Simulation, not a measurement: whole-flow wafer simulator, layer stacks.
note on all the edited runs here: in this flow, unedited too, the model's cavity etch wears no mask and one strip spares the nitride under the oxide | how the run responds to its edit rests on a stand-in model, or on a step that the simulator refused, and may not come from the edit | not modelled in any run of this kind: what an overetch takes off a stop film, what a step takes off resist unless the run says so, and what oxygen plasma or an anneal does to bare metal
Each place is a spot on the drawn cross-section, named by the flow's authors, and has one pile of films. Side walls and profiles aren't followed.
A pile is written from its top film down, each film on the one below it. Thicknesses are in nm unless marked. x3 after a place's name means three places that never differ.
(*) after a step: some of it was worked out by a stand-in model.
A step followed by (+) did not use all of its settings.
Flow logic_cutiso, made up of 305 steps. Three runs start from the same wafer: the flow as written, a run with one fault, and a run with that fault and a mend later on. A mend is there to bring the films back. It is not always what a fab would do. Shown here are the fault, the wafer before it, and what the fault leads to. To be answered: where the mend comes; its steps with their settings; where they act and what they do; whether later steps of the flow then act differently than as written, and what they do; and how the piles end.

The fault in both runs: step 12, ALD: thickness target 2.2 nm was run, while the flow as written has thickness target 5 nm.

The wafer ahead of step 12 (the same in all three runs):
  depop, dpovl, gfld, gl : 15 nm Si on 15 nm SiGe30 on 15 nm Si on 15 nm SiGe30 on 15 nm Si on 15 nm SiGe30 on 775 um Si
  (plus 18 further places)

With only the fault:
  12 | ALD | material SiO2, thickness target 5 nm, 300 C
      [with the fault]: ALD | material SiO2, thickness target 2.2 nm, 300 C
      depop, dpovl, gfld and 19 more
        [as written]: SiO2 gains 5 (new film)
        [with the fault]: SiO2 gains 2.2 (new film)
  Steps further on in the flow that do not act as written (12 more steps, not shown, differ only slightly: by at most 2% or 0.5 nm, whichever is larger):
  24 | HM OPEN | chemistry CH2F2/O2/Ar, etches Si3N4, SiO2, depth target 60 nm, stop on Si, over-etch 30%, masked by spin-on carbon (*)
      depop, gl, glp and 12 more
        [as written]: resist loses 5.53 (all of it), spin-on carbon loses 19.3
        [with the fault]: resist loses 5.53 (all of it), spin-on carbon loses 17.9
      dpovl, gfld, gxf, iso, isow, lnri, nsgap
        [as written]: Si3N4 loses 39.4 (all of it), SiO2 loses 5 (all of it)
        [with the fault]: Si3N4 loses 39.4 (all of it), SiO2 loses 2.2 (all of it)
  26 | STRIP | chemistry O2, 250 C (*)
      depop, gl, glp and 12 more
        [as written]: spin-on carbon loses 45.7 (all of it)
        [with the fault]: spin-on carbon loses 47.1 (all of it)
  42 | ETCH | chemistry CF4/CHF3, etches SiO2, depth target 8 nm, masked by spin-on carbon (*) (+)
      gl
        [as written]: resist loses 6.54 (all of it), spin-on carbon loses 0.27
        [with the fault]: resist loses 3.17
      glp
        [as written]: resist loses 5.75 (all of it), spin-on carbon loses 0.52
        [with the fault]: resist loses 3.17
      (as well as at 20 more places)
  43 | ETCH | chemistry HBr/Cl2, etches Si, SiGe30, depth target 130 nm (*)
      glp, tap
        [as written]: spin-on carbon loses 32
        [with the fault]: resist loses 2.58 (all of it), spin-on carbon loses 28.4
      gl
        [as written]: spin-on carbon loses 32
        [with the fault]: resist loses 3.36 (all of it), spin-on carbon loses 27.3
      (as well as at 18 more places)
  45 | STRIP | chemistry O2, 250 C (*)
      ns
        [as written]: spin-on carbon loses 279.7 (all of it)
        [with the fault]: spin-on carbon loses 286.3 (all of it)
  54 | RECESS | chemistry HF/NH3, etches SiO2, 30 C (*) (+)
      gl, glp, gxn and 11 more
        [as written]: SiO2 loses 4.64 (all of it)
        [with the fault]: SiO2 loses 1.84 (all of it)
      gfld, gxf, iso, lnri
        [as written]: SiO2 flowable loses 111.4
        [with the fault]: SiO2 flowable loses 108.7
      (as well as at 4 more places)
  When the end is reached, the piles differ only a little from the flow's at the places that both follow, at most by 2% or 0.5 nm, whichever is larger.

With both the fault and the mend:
  After step 12 comes the mend.
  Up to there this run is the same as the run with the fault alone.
  12a | ALD | material SiO2, thickness target 2.8 nm, 300 C (*) (a further turn of the flow's step 12, with different settings)
      depop, dpovl, gfld and 19 more
        SiO2 gains 2.8
  None of the later steps of the flow acts differently than as written at any place that is followed.
  By the end, the piles equal the flow's at every place that both follow.
